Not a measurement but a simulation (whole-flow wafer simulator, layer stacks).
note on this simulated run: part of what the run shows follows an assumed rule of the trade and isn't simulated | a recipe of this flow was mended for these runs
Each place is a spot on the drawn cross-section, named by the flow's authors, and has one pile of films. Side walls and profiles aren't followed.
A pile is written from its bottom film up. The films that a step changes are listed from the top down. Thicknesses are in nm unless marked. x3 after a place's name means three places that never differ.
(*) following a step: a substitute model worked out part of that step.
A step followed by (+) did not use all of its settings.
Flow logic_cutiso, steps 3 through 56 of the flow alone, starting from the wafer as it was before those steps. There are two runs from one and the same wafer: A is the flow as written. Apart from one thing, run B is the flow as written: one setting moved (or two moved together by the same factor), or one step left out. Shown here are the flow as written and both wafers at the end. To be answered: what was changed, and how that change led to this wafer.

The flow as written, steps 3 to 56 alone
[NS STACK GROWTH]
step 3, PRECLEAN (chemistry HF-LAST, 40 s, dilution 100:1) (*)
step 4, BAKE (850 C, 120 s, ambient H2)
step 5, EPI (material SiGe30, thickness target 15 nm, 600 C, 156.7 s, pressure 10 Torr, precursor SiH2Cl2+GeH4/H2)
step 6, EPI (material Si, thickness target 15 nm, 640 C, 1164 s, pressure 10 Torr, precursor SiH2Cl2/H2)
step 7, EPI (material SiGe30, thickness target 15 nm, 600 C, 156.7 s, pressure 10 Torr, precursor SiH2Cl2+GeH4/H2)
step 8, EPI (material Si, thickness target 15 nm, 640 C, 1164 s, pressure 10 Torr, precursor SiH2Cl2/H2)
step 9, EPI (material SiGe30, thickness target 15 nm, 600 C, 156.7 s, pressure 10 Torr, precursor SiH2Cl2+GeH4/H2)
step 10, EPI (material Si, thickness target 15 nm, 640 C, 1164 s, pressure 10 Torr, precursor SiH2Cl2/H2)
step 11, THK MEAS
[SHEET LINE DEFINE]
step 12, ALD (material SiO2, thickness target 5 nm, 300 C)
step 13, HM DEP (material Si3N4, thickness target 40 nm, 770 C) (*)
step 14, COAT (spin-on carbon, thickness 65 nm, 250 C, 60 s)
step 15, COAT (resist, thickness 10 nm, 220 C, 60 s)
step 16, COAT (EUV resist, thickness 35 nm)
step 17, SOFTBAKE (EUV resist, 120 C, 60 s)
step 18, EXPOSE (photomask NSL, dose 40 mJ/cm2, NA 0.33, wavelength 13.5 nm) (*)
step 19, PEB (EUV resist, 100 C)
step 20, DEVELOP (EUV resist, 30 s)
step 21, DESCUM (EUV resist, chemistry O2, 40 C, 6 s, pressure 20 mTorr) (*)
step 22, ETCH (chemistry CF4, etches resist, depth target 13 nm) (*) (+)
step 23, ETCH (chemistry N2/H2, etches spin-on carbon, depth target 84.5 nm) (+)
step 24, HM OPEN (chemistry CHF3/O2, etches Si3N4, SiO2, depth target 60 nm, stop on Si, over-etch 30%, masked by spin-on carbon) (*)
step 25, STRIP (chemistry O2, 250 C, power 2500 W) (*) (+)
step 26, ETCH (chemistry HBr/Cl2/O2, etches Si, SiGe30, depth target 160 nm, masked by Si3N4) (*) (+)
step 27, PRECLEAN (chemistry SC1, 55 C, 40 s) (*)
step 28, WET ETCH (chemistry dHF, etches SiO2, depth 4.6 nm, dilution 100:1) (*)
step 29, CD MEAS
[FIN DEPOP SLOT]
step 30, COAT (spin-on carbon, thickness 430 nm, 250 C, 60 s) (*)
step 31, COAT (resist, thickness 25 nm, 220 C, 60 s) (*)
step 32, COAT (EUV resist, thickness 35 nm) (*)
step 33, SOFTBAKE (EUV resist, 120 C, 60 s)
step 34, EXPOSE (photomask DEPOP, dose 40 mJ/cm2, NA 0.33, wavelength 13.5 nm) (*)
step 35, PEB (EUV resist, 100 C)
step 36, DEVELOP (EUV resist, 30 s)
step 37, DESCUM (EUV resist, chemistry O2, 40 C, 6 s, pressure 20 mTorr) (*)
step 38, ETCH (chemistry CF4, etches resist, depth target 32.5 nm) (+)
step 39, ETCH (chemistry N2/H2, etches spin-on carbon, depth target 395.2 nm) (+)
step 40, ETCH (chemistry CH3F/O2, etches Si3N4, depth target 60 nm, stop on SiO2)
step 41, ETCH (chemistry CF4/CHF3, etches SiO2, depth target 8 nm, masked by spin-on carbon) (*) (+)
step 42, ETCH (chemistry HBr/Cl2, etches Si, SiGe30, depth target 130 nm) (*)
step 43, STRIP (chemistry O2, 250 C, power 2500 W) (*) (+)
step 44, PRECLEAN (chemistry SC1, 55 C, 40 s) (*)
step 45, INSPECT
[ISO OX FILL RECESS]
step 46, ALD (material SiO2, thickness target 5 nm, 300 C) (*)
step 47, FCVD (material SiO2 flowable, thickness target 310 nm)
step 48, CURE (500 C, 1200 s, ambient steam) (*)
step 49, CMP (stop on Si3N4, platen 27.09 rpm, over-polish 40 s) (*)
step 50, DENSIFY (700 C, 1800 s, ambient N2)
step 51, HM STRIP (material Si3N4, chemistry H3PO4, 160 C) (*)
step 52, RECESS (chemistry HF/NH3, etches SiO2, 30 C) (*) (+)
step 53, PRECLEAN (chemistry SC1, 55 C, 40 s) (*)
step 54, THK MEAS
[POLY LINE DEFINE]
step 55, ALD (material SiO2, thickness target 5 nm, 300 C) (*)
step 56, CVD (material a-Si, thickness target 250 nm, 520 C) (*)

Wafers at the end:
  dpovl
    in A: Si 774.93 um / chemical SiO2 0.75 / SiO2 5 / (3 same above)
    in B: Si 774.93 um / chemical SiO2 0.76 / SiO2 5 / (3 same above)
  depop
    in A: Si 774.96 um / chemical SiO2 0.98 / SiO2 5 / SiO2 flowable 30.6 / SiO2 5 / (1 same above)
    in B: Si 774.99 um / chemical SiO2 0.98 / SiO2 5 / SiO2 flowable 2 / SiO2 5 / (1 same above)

What caused this: step 42, ETCH: depth target 101.4 nm was run, while the flow as written has depth target 130 nm.

How this came from the change, step by step:
  step 42, ETCH (chemistry HBr/Cl2, etches Si, SiGe30, depth target 130 nm) (*)
      dpovl, gfld, gl and 18 more: A -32 spin-on carbon | B -26.3 spin-on carbon
      depop: A -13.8 Si (all of it), -15 SiGe30 (all of it), -15 Si (all of it), -15 SiGe30 (all of it), -15 Si (all of it), -15 SiGe30 (all of it), -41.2 Si | B -13.8 Si (all of it), -15 SiGe30 (all of it), -15 Si (all of it), -15 SiGe30 (all of it), -15 Si (all of it), -15 SiGe30 (all of it), -12.6 Si
  step 43, STRIP (chemistry O2, 250 C, power 2500 W) (*) (+)
      dpovl: A +0.75 chemical SiO2 (new film), -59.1 spin-on carbon (all of it), -0.33 Si | B +0.75 chemical SiO2 (new film), -64.8 spin-on carbon (all of it), -0.33 Si
  step 47, FCVD (material SiO2 flowable, thickness target 310 nm)
      depop: A +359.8 SiO2 flowable (new film) | B +334.2 SiO2 flowable (new film)
